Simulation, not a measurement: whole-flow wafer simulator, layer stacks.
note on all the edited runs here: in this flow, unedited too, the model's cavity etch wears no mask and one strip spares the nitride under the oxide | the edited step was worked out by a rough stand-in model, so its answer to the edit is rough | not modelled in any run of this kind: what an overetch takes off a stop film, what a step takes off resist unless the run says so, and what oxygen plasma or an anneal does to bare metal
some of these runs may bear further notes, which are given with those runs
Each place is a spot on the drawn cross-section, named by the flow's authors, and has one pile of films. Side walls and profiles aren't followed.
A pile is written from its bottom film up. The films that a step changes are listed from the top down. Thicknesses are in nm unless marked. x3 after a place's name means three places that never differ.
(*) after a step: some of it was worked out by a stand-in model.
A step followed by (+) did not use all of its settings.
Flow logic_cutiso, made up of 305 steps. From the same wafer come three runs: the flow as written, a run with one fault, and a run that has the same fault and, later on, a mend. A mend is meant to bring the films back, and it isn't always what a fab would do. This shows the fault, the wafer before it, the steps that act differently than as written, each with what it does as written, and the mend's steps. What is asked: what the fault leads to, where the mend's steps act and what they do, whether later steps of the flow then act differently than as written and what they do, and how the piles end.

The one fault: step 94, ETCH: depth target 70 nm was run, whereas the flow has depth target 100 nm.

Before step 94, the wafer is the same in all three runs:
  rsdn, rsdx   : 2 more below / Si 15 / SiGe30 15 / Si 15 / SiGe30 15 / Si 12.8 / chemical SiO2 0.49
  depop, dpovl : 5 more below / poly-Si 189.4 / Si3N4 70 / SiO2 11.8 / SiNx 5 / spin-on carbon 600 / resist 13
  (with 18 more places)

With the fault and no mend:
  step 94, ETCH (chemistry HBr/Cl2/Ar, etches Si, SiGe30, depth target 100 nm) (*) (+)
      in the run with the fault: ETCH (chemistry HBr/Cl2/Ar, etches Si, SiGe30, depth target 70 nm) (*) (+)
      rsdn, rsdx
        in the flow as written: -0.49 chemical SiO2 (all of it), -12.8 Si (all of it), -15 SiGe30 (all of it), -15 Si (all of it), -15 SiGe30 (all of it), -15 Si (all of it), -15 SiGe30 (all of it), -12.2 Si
        in the run with the fault: -0.49 chemical SiO2 (all of it), -12.8 Si (all of it), -15 SiGe30 (all of it), -15 Si (all of it), -15 SiGe30 (all of it), -12.2 Si
  Steps further on in the flow that do not act as written (20 other steps are not shown; they differ only slightly, by no more than 2% or 0.5 nm, whichever is larger):
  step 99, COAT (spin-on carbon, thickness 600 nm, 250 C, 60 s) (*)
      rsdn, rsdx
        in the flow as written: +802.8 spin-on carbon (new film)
        in the run with the fault: +777.8 spin-on carbon (new film)
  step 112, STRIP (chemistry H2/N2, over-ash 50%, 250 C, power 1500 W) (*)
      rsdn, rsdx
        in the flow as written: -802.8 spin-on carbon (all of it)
        in the run with the fault: -777.8 spin-on carbon (all of it)
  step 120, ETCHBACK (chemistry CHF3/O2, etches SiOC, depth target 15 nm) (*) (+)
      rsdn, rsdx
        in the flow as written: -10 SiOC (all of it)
        in the run with the fault: -10 SiOC (all of it), -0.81 Si
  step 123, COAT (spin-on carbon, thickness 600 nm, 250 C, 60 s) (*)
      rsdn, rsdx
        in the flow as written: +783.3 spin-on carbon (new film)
        in the run with the fault: +758 spin-on carbon (new film)
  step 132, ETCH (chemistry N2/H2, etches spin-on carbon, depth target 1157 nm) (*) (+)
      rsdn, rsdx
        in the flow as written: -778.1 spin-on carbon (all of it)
        in the run with the fault: -752.8 spin-on carbon (all of it), -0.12 SiO2
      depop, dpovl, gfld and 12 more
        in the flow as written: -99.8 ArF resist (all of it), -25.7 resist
        in the run with the fault: -99.8 ArF resist (all of it), -25 resist
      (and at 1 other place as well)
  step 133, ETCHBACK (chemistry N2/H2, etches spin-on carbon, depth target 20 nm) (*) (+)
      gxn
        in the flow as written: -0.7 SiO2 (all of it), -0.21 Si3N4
        in the run with the fault: -1.21 SiO2 (all of it)
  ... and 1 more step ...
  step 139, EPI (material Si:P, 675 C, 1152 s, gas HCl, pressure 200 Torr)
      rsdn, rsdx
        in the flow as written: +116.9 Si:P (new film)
        in the run with the fault: +88.9 Si:P (new film)
  The piles end different from the flow's at rsdn, rsdx by more than 2% or 0.5 nm, whichever is larger.
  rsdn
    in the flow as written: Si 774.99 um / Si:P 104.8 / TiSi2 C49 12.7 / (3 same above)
    in the run with the fault: Si 775 um / SiGe30 15 / Si:P 76.8 / TiSi2 C49 12.7 / (3 same above)
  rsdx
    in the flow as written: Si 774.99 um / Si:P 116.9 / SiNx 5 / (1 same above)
    in the run with the fault: Si 775 um / SiGe30 15 / Si:P 88.9 / SiNx 5 / (1 same above)

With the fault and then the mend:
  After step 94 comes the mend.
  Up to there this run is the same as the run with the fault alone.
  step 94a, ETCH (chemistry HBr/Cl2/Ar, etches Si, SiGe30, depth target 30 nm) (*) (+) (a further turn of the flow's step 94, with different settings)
      rsdn, rsdx
        -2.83 Si (all of it), -15 SiGe30 (all of it), -12.2 Si
  None of the later steps of the flow acts differently than as written at any place that is followed.
  The piles end the same as the flow's at every place that both follow.
